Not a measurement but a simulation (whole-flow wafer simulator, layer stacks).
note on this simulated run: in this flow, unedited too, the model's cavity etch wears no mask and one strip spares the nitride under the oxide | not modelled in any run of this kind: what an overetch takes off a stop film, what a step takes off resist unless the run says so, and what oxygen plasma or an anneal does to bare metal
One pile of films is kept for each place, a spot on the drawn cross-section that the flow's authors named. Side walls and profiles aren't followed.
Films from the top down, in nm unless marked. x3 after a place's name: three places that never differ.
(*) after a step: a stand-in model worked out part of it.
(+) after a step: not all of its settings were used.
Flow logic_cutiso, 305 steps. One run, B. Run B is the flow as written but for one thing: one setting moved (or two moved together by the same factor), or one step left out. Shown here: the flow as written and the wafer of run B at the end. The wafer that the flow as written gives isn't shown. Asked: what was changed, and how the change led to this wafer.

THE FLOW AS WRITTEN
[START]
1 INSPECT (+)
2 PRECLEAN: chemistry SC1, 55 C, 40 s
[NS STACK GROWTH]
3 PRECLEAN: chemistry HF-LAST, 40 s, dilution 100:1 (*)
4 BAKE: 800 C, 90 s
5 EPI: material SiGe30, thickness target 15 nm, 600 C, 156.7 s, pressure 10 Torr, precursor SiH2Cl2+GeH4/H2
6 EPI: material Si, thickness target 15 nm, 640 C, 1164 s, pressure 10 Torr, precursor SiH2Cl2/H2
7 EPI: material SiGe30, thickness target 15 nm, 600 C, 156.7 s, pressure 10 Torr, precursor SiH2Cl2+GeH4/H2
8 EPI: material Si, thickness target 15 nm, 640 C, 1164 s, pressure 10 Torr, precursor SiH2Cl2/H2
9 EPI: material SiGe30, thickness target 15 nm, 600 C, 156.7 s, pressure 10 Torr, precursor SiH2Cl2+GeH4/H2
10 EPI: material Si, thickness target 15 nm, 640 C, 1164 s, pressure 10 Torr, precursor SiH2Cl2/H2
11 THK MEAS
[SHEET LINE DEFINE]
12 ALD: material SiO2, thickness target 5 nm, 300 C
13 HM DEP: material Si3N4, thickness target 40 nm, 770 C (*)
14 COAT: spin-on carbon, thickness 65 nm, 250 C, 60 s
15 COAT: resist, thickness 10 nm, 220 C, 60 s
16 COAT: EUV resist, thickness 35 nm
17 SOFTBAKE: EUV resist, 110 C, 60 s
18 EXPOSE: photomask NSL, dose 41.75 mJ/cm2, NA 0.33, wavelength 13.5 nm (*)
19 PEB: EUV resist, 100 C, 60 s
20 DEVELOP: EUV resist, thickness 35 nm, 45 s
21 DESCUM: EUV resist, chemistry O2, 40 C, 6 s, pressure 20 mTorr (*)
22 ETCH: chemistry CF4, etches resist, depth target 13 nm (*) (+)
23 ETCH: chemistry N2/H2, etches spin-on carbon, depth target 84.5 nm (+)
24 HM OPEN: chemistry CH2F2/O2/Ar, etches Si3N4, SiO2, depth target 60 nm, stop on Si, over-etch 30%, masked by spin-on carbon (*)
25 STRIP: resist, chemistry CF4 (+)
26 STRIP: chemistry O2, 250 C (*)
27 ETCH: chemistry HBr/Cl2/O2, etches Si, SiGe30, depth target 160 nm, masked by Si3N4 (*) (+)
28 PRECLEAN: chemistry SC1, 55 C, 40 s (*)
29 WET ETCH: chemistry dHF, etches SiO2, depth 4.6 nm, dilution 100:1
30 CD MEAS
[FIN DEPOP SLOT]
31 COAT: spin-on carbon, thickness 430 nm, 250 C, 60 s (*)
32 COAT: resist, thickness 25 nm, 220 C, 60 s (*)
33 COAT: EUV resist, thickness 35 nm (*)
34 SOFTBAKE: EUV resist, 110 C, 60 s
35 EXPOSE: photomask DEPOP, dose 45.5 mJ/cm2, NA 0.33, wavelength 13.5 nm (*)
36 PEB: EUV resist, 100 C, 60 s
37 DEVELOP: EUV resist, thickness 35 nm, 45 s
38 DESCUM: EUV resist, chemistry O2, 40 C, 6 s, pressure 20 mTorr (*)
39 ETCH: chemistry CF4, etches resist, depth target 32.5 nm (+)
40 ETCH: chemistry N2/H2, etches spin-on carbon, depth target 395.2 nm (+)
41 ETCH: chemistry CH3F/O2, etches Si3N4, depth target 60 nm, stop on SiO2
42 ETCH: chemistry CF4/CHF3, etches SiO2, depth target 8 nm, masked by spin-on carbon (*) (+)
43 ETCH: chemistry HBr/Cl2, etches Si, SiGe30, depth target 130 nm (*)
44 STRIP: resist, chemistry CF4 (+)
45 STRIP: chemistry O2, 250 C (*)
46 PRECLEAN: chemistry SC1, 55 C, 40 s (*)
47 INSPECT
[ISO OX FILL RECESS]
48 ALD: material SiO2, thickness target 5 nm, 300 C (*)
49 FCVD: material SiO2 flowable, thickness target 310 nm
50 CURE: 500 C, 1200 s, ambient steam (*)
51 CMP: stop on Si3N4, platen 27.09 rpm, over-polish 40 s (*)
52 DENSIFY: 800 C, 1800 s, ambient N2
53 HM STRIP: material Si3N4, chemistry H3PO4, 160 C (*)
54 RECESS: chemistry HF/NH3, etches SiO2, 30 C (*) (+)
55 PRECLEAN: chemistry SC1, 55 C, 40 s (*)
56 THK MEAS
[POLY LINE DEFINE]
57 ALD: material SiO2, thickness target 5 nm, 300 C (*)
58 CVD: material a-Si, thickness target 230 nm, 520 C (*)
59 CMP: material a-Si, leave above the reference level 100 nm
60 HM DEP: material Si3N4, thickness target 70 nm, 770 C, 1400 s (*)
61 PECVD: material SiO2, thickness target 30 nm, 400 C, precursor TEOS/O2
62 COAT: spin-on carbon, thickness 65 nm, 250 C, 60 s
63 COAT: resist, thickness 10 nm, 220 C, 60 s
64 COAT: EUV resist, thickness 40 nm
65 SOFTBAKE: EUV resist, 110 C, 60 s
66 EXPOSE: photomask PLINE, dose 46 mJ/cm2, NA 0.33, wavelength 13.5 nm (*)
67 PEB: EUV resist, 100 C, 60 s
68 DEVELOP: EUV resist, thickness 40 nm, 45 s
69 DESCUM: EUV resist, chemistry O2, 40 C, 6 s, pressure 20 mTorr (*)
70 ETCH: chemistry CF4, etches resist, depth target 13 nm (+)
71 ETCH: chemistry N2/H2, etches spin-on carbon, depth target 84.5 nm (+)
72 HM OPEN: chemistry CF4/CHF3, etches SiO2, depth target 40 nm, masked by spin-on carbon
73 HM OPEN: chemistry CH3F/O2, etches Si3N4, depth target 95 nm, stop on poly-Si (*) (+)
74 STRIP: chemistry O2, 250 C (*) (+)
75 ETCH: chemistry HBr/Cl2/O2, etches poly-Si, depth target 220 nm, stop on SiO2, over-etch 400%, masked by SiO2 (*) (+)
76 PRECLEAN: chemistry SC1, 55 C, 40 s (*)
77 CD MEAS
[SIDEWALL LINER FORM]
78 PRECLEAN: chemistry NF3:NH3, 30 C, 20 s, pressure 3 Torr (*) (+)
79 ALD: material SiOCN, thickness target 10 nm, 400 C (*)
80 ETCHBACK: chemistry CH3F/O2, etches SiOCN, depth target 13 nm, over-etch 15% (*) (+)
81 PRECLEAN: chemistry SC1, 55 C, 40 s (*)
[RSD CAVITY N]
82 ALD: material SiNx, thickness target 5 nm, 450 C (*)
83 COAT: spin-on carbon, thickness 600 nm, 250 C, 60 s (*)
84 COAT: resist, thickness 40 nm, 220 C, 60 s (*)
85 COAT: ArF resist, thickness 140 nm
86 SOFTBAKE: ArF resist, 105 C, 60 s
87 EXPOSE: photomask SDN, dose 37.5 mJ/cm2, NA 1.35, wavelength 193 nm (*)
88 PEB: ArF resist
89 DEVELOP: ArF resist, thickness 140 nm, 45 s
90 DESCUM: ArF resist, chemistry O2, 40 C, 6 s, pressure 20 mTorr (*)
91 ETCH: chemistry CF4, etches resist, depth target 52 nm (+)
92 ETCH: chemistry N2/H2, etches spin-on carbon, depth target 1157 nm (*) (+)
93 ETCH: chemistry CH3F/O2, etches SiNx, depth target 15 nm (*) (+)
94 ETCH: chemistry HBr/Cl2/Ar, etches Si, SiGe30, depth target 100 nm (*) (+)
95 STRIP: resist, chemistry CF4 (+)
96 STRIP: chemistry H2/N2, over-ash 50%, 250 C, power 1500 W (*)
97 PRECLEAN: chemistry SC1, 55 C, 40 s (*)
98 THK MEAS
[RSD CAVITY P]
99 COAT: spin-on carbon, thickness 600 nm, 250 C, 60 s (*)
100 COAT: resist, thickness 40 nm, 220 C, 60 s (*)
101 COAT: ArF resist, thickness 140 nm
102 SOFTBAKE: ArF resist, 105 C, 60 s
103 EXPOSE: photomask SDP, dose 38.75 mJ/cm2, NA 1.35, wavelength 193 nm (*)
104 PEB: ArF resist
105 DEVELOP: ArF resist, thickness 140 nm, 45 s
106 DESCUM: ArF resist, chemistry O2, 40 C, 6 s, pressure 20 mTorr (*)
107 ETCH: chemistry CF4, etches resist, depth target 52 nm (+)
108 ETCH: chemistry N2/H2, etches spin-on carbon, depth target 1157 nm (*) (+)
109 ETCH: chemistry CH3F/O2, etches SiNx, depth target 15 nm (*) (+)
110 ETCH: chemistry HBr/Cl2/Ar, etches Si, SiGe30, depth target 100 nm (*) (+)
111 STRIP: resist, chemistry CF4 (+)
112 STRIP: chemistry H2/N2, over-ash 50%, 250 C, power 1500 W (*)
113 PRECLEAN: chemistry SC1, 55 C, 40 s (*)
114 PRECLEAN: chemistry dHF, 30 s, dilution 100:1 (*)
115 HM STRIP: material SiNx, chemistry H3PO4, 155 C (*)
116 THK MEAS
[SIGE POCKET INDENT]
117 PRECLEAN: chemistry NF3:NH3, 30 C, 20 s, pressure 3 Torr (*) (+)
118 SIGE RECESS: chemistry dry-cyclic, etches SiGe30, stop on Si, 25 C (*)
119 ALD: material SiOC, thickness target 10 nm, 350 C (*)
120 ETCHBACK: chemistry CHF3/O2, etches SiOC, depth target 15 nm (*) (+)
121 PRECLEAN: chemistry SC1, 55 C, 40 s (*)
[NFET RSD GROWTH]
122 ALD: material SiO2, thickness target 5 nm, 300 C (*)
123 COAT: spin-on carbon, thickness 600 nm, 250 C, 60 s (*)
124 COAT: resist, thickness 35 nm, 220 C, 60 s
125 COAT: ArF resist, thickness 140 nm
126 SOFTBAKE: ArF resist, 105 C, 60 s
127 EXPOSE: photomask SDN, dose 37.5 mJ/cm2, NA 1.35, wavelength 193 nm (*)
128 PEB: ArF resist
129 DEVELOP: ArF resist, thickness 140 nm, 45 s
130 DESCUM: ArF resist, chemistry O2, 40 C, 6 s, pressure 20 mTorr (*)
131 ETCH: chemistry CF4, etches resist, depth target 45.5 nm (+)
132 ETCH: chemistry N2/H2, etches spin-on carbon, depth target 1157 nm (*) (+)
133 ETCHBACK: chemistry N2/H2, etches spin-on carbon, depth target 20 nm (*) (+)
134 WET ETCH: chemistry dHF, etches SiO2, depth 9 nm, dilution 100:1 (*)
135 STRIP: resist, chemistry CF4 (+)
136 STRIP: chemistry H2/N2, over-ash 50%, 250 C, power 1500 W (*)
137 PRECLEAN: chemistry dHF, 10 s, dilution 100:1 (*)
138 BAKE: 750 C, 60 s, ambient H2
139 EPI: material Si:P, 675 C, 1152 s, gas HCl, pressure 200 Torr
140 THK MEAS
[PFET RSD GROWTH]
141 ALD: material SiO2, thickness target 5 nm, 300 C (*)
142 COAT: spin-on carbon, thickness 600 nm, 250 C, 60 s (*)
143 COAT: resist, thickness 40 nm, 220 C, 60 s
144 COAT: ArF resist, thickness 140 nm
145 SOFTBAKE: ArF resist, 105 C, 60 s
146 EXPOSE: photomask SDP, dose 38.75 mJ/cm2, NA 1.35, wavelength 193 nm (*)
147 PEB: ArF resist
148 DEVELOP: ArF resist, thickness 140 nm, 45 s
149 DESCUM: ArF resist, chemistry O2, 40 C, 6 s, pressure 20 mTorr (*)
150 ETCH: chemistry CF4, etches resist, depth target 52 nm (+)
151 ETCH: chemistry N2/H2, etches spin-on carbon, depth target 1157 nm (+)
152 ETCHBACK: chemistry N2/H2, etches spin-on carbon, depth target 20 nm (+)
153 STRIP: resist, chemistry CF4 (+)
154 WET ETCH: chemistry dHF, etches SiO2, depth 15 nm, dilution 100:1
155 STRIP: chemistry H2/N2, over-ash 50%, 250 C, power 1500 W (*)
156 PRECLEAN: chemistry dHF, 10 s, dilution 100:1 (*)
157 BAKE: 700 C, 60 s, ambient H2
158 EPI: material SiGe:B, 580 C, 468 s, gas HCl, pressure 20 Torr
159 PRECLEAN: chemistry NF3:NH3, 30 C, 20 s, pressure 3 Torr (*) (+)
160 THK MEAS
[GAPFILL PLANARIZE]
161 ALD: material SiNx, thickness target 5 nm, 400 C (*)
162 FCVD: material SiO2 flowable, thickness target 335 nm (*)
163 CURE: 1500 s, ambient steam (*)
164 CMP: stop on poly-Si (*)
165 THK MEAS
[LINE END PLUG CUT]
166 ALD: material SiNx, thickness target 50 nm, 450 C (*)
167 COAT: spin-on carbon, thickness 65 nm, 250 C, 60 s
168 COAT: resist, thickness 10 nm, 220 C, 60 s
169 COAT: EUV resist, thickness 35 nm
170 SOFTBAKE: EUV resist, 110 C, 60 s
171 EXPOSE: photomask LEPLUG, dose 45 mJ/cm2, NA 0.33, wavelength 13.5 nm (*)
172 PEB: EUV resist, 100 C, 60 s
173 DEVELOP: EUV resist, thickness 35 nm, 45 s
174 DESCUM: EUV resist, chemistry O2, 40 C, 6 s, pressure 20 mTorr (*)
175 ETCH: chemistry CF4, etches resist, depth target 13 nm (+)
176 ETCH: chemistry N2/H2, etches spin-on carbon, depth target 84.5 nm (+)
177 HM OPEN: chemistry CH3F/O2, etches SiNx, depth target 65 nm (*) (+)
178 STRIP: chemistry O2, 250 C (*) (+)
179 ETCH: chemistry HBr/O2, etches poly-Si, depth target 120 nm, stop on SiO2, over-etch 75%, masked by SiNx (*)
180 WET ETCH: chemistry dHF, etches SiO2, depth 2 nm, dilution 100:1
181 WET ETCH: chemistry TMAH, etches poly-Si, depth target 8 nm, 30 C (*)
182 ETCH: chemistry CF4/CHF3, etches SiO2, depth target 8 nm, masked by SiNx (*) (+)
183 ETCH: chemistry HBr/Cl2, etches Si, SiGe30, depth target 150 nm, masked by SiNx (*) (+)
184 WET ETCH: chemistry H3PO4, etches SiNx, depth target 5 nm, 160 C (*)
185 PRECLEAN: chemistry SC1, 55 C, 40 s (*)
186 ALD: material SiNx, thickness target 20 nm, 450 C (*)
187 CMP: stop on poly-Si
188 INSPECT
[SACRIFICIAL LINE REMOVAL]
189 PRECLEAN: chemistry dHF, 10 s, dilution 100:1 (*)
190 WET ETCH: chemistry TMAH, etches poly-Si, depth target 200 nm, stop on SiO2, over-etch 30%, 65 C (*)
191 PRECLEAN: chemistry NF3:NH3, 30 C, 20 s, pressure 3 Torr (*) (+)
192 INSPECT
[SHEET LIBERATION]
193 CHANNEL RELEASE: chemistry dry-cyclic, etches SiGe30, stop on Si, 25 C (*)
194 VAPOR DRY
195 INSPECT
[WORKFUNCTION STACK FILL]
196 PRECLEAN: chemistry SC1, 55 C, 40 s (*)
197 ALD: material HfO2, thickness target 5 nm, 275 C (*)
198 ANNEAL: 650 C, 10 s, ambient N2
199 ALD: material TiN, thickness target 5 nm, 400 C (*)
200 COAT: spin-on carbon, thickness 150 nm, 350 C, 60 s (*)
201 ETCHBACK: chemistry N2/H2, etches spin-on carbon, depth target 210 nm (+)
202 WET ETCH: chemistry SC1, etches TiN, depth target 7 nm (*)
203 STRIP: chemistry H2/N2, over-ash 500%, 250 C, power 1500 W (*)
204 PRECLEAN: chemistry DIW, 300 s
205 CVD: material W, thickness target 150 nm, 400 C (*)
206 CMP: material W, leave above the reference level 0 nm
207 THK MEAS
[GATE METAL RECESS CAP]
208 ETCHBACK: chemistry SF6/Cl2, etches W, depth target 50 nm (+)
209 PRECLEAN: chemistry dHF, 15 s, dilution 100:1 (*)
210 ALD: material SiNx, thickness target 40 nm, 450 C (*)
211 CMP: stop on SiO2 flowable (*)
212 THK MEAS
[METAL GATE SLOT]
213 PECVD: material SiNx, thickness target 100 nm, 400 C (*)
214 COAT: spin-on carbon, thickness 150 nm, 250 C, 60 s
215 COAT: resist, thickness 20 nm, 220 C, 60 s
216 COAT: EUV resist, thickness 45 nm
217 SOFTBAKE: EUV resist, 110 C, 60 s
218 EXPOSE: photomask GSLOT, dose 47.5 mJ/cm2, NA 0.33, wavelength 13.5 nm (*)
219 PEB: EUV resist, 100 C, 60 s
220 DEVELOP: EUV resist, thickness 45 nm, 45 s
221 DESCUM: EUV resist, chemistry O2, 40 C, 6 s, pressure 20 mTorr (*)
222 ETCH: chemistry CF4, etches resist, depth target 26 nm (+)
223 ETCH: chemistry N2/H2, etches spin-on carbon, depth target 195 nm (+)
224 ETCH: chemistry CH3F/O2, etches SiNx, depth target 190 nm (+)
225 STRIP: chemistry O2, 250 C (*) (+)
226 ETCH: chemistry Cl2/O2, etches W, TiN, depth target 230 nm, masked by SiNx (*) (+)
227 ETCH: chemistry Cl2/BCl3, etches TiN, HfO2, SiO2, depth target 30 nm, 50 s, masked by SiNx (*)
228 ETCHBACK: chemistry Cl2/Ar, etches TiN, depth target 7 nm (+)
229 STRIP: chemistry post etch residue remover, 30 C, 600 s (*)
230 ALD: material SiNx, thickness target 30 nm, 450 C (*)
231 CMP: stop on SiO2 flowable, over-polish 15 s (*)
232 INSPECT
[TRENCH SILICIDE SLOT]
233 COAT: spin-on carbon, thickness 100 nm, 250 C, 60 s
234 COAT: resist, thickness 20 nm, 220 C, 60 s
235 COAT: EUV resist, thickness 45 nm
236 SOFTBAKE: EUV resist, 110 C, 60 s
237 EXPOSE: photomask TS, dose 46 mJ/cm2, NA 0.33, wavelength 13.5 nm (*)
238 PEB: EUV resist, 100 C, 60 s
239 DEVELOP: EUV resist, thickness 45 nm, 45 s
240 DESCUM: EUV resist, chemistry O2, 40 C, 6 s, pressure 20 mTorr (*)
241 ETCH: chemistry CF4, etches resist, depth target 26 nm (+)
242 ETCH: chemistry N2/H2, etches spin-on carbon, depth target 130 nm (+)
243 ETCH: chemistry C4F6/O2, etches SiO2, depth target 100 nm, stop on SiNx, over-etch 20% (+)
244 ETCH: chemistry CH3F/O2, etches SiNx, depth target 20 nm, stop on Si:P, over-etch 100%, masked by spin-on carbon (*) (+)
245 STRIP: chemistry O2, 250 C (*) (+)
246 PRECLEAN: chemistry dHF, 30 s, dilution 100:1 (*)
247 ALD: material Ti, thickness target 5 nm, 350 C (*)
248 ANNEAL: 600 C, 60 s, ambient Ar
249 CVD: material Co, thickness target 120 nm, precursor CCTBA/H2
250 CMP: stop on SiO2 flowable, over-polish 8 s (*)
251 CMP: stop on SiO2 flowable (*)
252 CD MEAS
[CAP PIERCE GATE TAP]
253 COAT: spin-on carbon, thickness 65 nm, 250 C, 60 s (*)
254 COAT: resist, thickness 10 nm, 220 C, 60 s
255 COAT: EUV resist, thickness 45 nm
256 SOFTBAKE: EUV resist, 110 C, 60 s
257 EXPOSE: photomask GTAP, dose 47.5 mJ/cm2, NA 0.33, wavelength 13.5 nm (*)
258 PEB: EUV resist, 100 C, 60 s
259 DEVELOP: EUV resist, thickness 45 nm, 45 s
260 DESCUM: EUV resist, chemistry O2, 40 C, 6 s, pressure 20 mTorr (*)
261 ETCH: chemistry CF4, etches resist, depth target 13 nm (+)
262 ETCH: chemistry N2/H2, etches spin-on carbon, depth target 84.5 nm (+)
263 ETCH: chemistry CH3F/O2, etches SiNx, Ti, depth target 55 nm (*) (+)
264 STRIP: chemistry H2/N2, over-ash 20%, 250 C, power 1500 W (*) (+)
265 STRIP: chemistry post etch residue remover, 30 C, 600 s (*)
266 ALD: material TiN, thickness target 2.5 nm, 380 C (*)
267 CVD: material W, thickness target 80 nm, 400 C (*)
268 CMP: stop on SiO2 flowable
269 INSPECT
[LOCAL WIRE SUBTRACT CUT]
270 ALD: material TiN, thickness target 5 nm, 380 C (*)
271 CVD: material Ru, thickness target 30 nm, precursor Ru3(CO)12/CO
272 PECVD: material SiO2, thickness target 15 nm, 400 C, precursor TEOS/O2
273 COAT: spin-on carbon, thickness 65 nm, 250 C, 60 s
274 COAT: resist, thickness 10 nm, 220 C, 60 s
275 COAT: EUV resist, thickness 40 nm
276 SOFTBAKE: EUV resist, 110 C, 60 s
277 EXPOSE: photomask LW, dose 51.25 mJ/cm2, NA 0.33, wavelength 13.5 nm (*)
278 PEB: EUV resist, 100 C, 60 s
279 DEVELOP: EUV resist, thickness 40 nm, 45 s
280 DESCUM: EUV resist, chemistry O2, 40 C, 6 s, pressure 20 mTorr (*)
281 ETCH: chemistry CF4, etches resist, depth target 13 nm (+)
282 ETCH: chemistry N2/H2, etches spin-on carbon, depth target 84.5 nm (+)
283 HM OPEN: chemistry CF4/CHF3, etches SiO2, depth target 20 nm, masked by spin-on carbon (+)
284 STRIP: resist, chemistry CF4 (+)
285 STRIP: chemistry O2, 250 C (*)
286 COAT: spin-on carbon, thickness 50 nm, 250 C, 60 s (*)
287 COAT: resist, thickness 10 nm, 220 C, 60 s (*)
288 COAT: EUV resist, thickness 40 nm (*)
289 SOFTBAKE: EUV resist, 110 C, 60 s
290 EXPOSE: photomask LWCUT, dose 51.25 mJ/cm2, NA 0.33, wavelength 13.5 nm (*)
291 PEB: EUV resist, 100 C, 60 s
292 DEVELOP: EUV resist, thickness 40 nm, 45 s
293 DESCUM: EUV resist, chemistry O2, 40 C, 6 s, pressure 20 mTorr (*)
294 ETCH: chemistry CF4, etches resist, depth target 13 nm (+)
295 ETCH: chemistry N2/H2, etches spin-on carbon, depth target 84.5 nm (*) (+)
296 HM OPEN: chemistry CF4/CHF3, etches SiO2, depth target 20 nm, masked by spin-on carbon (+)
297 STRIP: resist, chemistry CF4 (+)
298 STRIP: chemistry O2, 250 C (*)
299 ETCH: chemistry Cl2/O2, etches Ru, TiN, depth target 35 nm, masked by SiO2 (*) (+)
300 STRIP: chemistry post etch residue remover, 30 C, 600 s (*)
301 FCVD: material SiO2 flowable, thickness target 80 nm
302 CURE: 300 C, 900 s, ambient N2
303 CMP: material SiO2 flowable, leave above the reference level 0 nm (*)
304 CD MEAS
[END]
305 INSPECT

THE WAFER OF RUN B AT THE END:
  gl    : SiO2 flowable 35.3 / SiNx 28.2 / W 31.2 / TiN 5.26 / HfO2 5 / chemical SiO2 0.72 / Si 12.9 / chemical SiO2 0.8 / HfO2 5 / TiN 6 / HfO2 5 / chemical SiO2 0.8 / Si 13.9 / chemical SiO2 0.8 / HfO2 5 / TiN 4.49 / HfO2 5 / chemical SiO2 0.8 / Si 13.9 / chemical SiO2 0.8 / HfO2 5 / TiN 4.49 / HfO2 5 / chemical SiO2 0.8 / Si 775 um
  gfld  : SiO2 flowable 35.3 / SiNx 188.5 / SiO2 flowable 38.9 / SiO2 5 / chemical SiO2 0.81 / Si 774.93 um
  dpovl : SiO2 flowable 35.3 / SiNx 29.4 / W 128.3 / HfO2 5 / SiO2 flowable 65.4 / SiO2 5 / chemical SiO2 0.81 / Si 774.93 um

The cause: step 9, EPI: 172.4 s was run, where the flow has 156.7 s.

How the change led to this, step by step:
  9 EPI: material SiGe30, thickness target 15 nm, 600 C, 156.7 s, pressure 10 Torr, precursor SiH2Cl2+GeH4/H2
      depop, dpovl, gfld and 19 more: SiGe30 +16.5 (new film) (as written it would be: SiGe30 +15 (new film))
  27 ETCH: chemistry HBr/Cl2/O2, etches Si, SiGe30, depth target 160 nm, masked by Si3N4 (*) (+)
      gfld, gxf, iso, lnri: chemical SiO2 -0.79 (all of it), Si -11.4 (all of it), SiGe30 -16.5 (all of it), Si -15 (all of it), SiGe30 -15 (all of it), Si -15 (all of it), SiGe30 -15 (all of it), Si -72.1 (as written it would be: chemical SiO2 -0.79 (all of it), Si -11.4 (all of it), SiGe30 -15 (all of it), Si -15 (all of it), SiGe30 -15 (all of it), Si -15 (all of it), SiGe30 -15 (all of it), Si -73.6)
      dpovl, nsgap: chemical SiO2 -0.79 (all of it), Si -11.8 (all of it), SiGe30 -16.5 (all of it), Si -15 (all of it), SiGe30 -15 (all of it), Si -15 (all of it), SiGe30 -15 (all of it), Si -71.7 (as written it would be: chemical SiO2 -0.79 (all of it), Si -11.8 (all of it), SiGe30 -15 (all of it), Si -15 (all of it), SiGe30 -15 (all of it), Si -15 (all of it), SiGe30 -15 (all of it), Si -73.2)
      (and at 1 more place)
  43 ETCH: chemistry HBr/Cl2, etches Si, SiGe30, depth target 130 nm (*)
      depop: Si -14 (all of it), SiGe30 -16.5 (all of it), Si -15 (all of it), SiGe30 -15 (all of it), Si -15 (all of it), SiGe30 -15 (all of it), Si -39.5 (as written it would be: Si -14 (all of it), SiGe30 -15 (all of it), Si -15 (all of it), SiGe30 -15 (all of it), Si -15 (all of it), SiGe30 -15 (all of it), Si -41)
  94 ETCH: chemistry HBr/Cl2/Ar, etches Si, SiGe30, depth target 100 nm (*) (+)
      rsdn, rsdx: chemical SiO2 -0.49 (all of it), Si -12.8 (all of it), SiGe30 -16.5 (all of it), Si -15 (all of it), SiGe30 -15 (all of it), Si -15 (all of it), SiGe30 -15 (all of it), Si -10.7 (as written it would be: chemical SiO2 -0.49 (all of it), Si -12.8 (all of it), SiGe30 -15 (all of it), Si -15 (all of it), SiGe30 -15 (all of it), Si -15 (all of it), SiGe30 -15 (all of it), Si -12.2)
  110 ETCH: chemistry HBr/Cl2/Ar, etches Si, SiGe30, depth target 100 nm (*) (+)
      rsdp, rsdw: chemical SiO2 -0.49 (all of it), Si -12.8 (all of it), SiGe30 -16.5 (all of it), Si -15 (all of it), SiGe30 -15 (all of it), Si -15 (all of it), SiGe30 -15 (all of it), Si -10.7 (as written it would be: chemical SiO2 -0.49 (all of it), Si -12.8 (all of it), SiGe30 -15 (all of it), Si -15 (all of it), SiGe30 -15 (all of it), Si -15 (all of it), SiGe30 -15 (all of it), Si -12.2)
  118 SIGE RECESS: chemistry dry-cyclic, etches SiGe30, stop on Si, 25 C (*)
      lnr, lnrp, lnrt: SiOCN -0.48, Si -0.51, cavity +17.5 (new film), SiGe30 -16.5 (all of it), Si -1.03, cavity +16 (new film), SiGe30 -15 (all of it), Si -1.03, cavity +16 (new film), SiGe30 -15 (all of it), Si -0.51 (as written it would be: SiOCN -0.48, Si -0.51, cavity +16 (new film), SiGe30 -15 (all of it), Si -1.03, cavity +16 (new film), SiGe30 -15 (all of it), Si -1.03, cavity +16 (new film), SiGe30 -15 (all of it), Si -0.51)
  119 ALD: material SiOC, thickness target 10 nm, 350 C (*)
      lnr, lnrp, lnrt: SiOC +10 (new film), SiOC +17.5 (new film), cavity -17.5 (all of it), SiOC +16 (new film), cavity -16 (all of it), SiOC +16 (new film), cavity -16 (all of it) (as written it would be: SiOC +10 (new film), SiOC +16 (new film), cavity -16 (all of it), SiOC +16 (new film), cavity -16 (all of it), SiOC +16 (new film), cavity -16 (all of it))
  183 ETCH: chemistry HBr/Cl2, etches Si, SiGe30, depth target 150 nm, masked by SiNx (*) (+)
      plug: Si -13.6 (all of it), SiGe30 -16.5 (all of it), Si -15 (all of it), SiGe30 -15 (all of it), Si -15 (all of it), SiGe30 -15 (all of it), Si -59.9 (as written it would be: Si -13.6 (all of it), SiGe30 -15 (all of it), Si -15 (all of it), SiGe30 -15 (all of it), Si -15 (all of it), SiGe30 -15 (all of it), Si -61.4)
  193 CHANNEL RELEASE: chemistry dry-cyclic, etches SiGe30, stop on Si, 25 C (*)
      gl, glp, gxn, gxp, ns, tap: chemical SiO2 +0.8 (new film), Si -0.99, chemical SiO2 +0.8 (new film), cavity +16 (new film), chemical SiO2 +0.8 (new film), SiGe30 -16.5 (all of it), Si -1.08, chemical SiO2 +0.8 (new film), cavity +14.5 (new film), chemical SiO2 +0.8 (new film), SiGe30 -15 (all of it), Si -1.08, chemical SiO2 +0.8 (new film), cavity +14.5 (new film), chemical SiO2 +0.8 (new film), SiGe30 -15 (all of it), Si -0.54 (as written it would be: chemical SiO2 +0.8 (new film), Si -0.99, chemical SiO2 +0.8 (new film), cavity +14.5 (new film), chemical SiO2 +0.8 (new film), SiGe30 -15 (all of it), Si -1.08, chemical SiO2 +0.8 (new film), cavity +14.5 (new film), chemical SiO2 +0.8 (new film), SiGe30 -15 (all of it), Si -1.08, chemical SiO2 +0.8 (new film), cavity +14.5 (new film), chemical SiO2 +0.8 (new film), SiGe30 -15 (all of it), Si -0.54)
  199 ALD: material TiN, thickness target 5 nm, 400 C (*)
      gl, glp, tap: TiN +5.26 (new film), TiN +6 (new film), cavity -6 (all of it), TiN +4.49 (new film), cavity -4.49 (all of it), TiN +4.49 (new film), cavity -4.49 (all of it) (as written it would be: TiN +5.26 (new film), TiN +4.49 (new film), cavity -4.49 (all of it), TiN +4.49 (new film), cavity -4.49 (all of it), TiN +4.49 (new film), cavity -4.49 (all of it))
      gxn, gxp, ns: TiN +5 (new film), TiN +6 (new film), cavity -6 (all of it), TiN +4.49 (new film), cavity -4.49 (all of it), TiN +4.49 (new film), cavity -4.49 (all of it) (as written it would be: TiN +5 (new film), TiN +4.49 (new film), cavity -4.49 (all of it), TiN +4.49 (new film), cavity -4.49 (all of it), TiN +4.49 (new film), cavity -4.49 (all of it))
